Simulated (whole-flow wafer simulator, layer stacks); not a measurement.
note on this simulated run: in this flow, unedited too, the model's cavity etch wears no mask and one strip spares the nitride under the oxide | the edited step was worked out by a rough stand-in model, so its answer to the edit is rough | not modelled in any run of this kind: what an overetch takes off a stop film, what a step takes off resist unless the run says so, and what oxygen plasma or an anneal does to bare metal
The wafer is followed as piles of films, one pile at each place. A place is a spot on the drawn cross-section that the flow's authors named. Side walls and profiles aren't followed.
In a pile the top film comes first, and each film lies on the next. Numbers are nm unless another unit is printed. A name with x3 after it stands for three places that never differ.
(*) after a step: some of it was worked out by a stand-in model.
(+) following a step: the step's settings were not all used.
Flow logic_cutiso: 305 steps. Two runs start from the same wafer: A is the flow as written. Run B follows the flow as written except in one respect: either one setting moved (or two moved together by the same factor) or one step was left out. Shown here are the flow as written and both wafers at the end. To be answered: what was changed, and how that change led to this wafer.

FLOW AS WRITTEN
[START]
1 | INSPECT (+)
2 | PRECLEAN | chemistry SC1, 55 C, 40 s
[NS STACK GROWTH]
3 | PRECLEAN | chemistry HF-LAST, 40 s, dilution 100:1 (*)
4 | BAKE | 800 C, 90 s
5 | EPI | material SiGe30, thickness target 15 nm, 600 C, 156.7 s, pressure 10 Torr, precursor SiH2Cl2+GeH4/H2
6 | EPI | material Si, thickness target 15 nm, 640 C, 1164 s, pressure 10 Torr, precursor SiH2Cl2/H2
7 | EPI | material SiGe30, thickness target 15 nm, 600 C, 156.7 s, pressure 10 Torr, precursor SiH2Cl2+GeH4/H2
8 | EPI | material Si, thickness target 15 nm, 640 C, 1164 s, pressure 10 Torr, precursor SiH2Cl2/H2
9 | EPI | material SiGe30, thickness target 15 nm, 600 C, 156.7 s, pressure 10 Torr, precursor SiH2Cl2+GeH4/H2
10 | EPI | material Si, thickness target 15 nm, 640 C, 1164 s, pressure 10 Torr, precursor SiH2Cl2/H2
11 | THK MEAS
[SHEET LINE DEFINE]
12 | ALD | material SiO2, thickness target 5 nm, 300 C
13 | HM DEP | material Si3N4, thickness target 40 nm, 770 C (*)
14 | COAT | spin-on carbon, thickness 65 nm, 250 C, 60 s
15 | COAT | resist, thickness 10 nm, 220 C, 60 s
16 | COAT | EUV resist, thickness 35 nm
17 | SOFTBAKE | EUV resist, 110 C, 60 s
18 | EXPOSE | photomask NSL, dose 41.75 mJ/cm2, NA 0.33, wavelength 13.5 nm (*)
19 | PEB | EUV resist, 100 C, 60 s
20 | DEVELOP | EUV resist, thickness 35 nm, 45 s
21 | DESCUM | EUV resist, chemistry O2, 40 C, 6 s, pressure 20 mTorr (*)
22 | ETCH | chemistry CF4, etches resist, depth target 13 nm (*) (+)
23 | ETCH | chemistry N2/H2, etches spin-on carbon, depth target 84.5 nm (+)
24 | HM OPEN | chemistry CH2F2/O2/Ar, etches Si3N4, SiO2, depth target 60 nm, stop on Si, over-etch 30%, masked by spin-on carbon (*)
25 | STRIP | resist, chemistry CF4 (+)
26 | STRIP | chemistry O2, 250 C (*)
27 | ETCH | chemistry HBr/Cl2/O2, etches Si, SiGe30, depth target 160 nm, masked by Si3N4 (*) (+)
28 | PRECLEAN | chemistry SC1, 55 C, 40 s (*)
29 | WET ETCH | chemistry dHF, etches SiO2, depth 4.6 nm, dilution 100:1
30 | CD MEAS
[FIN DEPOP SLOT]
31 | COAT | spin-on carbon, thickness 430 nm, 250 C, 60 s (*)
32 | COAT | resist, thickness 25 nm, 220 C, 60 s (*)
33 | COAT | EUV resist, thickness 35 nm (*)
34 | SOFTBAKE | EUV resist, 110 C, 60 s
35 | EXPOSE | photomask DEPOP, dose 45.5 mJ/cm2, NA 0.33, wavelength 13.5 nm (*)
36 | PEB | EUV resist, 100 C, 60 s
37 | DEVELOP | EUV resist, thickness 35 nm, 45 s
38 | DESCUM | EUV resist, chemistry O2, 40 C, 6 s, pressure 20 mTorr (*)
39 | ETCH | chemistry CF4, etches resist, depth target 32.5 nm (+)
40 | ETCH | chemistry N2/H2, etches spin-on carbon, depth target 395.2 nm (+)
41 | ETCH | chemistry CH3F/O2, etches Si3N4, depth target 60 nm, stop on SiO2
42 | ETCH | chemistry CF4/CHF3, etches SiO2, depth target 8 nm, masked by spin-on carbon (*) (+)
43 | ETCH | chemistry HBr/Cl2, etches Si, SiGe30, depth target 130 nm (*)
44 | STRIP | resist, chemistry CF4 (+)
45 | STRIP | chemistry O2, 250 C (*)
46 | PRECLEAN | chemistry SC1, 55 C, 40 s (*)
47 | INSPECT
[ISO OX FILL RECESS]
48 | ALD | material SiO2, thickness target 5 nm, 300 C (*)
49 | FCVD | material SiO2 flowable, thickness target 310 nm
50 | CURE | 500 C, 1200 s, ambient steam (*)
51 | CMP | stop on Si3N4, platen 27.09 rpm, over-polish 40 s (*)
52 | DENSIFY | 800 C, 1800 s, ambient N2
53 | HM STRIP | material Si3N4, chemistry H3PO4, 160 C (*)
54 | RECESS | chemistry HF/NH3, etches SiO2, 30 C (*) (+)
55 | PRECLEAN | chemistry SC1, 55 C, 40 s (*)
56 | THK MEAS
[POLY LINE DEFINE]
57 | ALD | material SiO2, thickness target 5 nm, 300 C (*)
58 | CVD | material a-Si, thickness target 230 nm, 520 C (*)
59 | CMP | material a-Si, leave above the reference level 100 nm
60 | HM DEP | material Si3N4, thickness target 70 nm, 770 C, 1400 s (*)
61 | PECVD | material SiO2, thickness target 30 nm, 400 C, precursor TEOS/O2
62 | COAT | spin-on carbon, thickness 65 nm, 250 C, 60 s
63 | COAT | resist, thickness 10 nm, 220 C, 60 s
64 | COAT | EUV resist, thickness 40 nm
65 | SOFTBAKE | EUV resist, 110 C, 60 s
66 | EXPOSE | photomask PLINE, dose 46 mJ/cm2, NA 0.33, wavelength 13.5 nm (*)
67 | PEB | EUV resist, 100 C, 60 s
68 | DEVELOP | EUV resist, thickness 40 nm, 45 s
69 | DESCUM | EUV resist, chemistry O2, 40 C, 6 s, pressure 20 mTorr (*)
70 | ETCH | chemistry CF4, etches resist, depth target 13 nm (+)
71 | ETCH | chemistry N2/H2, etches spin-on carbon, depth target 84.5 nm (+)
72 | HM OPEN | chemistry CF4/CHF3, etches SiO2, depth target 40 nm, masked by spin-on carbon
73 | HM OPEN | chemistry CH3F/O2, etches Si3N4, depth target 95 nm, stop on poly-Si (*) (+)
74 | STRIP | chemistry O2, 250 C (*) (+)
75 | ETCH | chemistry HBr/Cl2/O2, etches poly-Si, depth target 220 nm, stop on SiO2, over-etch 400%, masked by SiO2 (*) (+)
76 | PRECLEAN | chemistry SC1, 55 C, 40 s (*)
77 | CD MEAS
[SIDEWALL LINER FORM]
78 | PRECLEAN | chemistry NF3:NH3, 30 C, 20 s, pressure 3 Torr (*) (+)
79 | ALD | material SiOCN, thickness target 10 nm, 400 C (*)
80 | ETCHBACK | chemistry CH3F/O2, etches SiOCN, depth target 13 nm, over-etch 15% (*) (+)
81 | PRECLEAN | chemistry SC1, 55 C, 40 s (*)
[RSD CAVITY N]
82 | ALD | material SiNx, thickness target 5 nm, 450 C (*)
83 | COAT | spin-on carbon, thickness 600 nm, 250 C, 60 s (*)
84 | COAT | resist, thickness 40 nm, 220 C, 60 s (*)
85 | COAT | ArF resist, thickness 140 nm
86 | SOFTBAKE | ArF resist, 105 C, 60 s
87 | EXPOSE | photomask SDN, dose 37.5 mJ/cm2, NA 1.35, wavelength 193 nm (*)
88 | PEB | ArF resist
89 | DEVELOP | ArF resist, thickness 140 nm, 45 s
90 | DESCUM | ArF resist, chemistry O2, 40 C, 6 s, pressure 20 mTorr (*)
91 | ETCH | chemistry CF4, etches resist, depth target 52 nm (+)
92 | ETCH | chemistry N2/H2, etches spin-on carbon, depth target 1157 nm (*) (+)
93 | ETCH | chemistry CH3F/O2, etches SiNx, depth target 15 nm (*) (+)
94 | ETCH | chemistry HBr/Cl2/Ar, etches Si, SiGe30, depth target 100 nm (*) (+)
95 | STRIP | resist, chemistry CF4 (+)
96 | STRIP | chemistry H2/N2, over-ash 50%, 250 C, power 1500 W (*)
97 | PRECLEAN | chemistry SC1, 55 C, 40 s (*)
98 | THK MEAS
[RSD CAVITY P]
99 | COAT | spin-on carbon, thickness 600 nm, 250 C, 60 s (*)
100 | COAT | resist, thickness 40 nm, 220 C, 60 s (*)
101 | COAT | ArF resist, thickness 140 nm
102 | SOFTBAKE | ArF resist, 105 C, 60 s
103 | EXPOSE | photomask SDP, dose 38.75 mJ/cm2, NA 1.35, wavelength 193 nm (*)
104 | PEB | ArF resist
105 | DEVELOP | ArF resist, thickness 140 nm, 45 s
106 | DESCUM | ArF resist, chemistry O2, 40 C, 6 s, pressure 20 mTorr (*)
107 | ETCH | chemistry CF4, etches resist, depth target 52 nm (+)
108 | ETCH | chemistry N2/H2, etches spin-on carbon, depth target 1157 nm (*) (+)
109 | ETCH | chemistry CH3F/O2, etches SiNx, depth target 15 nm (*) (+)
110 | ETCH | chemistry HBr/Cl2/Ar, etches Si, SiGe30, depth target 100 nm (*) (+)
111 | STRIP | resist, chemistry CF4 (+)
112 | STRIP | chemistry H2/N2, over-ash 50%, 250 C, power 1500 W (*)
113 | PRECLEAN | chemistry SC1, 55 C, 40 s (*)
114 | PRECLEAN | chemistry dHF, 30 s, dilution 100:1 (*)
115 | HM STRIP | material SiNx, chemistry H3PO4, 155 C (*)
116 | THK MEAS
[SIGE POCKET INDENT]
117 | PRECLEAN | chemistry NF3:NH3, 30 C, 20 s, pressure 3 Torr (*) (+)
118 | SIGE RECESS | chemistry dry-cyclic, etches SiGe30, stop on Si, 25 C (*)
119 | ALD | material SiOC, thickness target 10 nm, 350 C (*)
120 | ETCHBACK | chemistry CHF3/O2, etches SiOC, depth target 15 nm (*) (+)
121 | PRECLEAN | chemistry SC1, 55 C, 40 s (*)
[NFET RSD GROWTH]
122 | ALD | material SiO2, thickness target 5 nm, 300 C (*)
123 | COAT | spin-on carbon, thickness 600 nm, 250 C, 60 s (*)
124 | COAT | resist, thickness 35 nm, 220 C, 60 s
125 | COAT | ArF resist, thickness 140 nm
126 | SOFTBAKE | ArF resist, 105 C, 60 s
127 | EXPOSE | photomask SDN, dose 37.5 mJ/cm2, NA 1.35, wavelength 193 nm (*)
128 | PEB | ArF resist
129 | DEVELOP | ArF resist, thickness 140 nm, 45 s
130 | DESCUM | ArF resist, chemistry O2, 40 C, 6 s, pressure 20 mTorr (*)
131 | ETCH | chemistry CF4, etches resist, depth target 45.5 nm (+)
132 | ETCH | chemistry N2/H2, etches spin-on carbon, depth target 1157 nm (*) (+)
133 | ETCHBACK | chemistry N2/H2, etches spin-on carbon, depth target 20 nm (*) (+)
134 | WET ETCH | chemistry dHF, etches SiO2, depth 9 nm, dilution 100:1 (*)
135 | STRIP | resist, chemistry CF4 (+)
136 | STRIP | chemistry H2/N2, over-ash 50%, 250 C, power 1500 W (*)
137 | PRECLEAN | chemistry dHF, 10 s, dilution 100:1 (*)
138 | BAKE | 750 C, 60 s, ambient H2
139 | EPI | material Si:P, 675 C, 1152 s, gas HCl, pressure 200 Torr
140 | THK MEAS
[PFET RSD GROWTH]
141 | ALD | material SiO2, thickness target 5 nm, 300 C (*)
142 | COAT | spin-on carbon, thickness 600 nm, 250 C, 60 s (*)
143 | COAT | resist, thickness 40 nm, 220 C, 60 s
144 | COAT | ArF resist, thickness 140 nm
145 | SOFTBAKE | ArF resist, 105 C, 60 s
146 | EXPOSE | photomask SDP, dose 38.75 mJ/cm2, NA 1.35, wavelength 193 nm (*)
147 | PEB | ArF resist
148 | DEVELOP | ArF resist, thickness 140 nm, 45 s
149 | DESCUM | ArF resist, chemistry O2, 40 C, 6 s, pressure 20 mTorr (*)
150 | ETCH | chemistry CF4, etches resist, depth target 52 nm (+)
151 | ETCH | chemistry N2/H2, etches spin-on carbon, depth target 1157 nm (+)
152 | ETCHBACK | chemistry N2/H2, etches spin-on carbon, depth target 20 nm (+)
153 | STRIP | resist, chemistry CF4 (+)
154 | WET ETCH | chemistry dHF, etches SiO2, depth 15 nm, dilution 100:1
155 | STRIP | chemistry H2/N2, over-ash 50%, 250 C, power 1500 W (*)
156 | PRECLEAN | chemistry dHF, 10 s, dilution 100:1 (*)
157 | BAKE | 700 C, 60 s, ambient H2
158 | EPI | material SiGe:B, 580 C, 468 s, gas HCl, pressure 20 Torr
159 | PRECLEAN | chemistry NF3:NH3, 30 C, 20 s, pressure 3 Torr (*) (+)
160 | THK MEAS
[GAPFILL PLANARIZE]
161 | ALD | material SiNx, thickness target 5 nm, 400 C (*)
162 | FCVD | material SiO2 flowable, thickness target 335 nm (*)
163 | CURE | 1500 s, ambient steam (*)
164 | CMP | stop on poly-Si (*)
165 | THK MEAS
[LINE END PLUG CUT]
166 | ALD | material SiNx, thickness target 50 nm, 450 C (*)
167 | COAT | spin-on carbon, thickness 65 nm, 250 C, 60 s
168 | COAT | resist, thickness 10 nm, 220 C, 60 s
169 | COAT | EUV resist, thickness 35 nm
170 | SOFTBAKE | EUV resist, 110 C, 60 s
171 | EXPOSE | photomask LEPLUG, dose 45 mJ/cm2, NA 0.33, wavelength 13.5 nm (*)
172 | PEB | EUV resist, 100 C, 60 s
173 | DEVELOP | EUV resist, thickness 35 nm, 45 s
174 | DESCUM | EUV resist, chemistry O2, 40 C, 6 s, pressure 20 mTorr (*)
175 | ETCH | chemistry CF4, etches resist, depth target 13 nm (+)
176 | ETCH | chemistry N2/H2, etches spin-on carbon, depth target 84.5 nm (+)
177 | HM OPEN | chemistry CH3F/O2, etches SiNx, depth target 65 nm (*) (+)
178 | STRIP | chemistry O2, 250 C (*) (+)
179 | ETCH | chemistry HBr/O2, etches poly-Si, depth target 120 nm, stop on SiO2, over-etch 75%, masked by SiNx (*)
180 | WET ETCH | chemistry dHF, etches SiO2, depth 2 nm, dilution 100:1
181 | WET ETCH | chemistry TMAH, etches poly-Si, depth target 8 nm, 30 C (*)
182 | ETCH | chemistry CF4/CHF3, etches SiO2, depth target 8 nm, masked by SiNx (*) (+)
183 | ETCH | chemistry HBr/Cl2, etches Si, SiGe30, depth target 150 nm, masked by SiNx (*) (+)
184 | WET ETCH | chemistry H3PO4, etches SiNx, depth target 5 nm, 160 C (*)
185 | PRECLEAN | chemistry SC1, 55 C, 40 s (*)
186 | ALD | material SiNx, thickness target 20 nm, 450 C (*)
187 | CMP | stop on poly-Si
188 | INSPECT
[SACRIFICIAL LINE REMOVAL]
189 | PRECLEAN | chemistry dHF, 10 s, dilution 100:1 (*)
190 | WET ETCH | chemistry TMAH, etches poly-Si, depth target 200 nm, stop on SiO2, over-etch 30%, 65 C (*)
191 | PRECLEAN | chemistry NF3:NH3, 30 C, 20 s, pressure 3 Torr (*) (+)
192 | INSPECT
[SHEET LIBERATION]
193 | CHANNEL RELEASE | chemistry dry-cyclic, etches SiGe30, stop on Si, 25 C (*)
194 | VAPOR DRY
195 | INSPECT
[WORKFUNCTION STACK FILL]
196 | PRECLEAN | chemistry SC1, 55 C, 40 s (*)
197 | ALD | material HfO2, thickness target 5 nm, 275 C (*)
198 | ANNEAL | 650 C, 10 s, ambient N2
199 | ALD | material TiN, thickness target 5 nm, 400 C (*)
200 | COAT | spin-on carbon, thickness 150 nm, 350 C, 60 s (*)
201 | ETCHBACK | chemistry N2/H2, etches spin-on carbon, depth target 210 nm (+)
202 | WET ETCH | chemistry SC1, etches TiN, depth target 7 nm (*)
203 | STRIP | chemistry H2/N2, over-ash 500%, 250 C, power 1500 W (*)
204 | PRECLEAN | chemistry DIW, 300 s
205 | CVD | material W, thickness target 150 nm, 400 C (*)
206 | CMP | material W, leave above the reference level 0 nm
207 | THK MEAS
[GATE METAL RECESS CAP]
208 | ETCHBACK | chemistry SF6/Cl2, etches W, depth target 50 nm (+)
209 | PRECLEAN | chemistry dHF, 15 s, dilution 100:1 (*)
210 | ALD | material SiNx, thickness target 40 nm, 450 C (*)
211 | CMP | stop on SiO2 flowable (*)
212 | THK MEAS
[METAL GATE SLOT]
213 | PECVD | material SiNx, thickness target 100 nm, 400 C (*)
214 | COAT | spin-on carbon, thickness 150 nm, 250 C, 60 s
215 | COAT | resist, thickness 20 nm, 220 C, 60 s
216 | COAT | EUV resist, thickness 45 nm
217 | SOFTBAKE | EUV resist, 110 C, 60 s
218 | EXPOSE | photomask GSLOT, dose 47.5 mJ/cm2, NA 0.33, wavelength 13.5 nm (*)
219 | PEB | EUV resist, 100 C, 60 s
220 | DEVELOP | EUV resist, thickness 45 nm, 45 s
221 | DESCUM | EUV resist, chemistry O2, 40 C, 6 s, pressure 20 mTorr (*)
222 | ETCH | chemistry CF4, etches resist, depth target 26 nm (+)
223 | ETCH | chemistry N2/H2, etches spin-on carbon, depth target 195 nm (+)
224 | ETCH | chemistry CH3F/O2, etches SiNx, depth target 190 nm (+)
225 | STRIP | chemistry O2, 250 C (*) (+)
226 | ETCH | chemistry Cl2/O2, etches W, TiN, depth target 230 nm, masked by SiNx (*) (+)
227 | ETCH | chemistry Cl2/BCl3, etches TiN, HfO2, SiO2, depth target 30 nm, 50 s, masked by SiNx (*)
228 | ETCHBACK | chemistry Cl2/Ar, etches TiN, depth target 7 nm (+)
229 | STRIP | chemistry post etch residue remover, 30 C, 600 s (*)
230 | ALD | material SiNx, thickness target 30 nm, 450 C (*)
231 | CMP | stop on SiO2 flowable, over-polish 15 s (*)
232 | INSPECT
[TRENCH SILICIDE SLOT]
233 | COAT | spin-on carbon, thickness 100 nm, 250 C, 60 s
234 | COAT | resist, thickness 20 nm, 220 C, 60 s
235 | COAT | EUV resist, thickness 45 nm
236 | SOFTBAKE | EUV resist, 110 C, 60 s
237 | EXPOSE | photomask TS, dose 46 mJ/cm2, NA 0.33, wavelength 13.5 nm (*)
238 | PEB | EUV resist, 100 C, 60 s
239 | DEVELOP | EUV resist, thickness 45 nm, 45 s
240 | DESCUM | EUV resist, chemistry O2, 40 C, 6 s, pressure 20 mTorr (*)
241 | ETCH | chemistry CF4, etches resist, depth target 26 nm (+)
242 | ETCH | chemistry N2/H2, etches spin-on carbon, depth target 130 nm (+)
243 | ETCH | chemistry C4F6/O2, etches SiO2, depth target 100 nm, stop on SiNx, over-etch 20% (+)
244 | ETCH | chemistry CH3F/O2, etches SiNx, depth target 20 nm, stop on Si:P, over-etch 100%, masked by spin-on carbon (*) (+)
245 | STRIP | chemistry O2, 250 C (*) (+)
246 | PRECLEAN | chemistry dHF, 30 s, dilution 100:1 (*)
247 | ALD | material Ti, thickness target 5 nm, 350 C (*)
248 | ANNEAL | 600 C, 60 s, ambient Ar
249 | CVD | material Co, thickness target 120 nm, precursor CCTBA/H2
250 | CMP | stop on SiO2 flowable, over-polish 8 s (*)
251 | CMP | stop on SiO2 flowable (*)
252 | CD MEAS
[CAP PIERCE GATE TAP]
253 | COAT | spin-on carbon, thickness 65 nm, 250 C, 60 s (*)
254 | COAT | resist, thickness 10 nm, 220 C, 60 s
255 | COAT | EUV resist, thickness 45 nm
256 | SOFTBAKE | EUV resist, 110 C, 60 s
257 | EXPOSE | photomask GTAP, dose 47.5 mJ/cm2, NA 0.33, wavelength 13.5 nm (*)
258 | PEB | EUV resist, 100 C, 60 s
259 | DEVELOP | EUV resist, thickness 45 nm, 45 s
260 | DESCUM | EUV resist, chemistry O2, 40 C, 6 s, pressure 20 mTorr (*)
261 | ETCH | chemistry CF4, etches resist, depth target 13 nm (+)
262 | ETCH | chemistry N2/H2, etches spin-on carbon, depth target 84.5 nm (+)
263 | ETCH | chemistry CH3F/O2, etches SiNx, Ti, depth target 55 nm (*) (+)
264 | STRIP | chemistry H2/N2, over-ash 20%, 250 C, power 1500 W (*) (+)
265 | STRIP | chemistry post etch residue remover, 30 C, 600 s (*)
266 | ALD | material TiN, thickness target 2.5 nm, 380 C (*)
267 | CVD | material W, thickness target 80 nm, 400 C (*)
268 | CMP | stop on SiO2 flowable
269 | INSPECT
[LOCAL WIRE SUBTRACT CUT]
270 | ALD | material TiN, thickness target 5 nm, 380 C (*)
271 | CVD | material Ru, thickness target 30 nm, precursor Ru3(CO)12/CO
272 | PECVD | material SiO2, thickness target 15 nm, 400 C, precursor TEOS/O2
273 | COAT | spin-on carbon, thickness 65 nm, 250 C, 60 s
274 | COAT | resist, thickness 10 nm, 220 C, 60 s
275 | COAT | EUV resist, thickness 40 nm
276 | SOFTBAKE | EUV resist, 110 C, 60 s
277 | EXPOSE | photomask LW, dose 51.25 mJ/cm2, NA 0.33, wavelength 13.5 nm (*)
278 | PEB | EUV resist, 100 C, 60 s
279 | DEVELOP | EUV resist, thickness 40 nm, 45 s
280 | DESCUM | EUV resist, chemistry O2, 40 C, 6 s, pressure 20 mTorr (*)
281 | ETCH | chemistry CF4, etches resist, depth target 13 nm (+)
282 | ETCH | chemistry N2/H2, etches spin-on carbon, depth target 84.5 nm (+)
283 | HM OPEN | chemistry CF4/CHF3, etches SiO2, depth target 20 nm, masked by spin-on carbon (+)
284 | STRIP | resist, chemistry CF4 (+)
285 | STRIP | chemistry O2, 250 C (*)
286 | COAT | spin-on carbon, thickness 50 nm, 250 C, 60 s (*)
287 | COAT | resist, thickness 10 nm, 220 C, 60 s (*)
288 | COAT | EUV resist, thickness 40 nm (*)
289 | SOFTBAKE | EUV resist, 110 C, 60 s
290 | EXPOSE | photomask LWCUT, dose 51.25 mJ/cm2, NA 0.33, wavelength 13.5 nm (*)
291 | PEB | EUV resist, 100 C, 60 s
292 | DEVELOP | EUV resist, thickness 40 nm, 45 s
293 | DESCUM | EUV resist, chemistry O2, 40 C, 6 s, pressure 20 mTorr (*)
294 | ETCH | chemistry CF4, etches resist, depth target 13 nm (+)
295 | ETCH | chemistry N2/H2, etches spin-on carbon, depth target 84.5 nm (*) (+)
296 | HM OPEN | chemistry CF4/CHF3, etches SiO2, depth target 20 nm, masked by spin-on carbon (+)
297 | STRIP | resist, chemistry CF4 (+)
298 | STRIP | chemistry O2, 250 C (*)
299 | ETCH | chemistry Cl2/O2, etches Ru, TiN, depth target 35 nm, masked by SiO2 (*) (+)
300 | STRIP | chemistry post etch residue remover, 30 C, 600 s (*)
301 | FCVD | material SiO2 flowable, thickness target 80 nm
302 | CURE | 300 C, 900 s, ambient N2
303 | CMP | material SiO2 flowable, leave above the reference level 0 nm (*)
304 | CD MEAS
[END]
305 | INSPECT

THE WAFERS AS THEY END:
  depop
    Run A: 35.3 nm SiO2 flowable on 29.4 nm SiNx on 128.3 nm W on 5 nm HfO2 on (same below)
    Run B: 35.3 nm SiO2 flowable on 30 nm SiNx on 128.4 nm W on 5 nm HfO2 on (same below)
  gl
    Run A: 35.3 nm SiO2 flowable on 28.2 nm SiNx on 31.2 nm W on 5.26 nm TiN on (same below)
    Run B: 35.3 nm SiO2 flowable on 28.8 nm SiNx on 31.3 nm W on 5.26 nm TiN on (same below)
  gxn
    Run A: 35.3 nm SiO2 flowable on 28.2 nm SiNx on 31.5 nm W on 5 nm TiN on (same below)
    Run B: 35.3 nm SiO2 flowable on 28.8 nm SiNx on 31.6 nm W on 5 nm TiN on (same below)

What caused this: step 162, FCVD: thickness target 167.5 nm was run, whereas the flow has thickness target 335 nm.

How this came from the change, step by step:
  162 | FCVD | material SiO2 flowable, thickness target 335 nm (*)
      depop, dpovl, isow, ns, nsgap: A SiO2 flowable gains 335 (new film) | B SiO2 flowable gains 167.5 (new film)
      rsdn, rsdp, rsdw, rsdx: A SiO2 flowable gains 423.9 (new film) | B SiO2 flowable gains 256.4 (new film)
      (and at 13 other places as well)
  163 | CURE | 1500 s, ambient steam (*)
      depop, dpovl, isow, ns, nsgap: A SiO2 flowable loses 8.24 | B SiO2 flowable loses 4.17
      lnrt, tap: A SiO2 flowable loses 7.43 | B SiO2 flowable loses 3.57
      (and at 15 other places as well)
  164 | CMP | stop on poly-Si (*)
      depop, dpovl, isow, ns, nsgap: A SiO2 flowable loses 326.8 (all of it), SiNx loses 5 (all of it), SiO2 loses 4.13 (all of it), Si3N4 loses 70 (all of it) | B SiO2 flowable loses 163.3 (all of it), SiNx loses 5 (all of it), SiO2 loses 4.13 (all of it), Si3N4 loses 70 (all of it)
      lnr, lnrt: A SiO2 flowable loses 260.9 (all of it), SiNx loses 5 (all of it), SiOCN loses 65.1 | B SiO2 flowable loses 97.3 (all of it), SiNx loses 5 (all of it), SiOCN loses 65.1
      (and at 15 other places as well)
  250 | CMP | stop on SiO2 flowable, over-polish 8 s (*)
      iso: A Co loses 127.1 | B Co loses 127.9 (all of it)
  251 | CMP | stop on SiO2 flowable (*)
      iso: A Co loses 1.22 (all of it), Ti loses 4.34 | B Ti loses 4.69
